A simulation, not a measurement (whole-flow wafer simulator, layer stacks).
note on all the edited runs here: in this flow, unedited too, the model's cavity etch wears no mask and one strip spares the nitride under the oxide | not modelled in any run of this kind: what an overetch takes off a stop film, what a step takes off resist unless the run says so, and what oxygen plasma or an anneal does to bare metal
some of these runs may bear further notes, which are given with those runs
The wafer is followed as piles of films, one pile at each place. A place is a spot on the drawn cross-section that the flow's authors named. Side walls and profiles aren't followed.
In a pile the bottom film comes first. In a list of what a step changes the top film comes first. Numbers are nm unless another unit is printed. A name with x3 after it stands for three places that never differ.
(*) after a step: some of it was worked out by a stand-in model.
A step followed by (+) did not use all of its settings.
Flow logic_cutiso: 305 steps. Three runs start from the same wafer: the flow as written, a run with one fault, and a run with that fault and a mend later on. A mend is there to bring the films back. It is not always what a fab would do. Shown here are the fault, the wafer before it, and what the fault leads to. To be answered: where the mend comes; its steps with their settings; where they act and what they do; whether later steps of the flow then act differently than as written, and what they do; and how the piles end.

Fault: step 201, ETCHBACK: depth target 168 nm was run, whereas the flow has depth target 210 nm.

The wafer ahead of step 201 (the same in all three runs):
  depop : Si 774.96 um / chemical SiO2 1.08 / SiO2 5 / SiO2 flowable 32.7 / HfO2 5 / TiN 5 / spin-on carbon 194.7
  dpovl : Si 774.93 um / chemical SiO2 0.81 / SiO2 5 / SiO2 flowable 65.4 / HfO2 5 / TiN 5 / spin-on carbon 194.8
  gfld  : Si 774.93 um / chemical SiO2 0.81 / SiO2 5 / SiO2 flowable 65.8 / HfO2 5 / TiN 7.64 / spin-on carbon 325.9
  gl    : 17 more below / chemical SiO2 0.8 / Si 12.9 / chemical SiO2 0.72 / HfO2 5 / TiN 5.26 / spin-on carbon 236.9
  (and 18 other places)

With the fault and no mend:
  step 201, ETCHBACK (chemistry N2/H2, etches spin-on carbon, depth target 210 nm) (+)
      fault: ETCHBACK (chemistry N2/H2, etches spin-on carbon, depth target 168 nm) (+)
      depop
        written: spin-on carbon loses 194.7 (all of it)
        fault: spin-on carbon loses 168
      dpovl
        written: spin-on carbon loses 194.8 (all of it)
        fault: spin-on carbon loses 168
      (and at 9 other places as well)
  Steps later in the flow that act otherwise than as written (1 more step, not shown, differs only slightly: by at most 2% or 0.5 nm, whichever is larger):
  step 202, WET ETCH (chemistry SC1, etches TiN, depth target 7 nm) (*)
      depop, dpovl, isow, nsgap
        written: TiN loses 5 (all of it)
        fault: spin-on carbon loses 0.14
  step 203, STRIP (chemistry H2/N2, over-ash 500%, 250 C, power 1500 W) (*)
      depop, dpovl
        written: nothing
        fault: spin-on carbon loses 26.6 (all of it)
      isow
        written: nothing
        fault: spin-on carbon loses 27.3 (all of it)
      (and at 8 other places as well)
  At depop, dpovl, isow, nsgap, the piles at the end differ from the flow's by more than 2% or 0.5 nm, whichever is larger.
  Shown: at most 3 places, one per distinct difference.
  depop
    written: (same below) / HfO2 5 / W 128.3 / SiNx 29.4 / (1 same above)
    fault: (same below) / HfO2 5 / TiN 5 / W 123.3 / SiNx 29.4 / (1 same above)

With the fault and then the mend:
  After step 201 comes the mend.
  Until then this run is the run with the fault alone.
  step 201a, ETCHBACK (chemistry N2/H2, etches spin-on carbon, depth target 42 nm) (+) (the flow's step 201 again, with other settings)
      gfld, gl, glp, gxf, gxn, gxp, tap
        spin-on carbon loses 42
      depop
        spin-on carbon loses 26.7 (all of it)
      dpovl
        spin-on carbon loses 26.8 (all of it)
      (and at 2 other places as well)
  Later steps of the flow that are run all act as written at every place that is followed.
  The piles end the same as the flow's at every place that both follow.
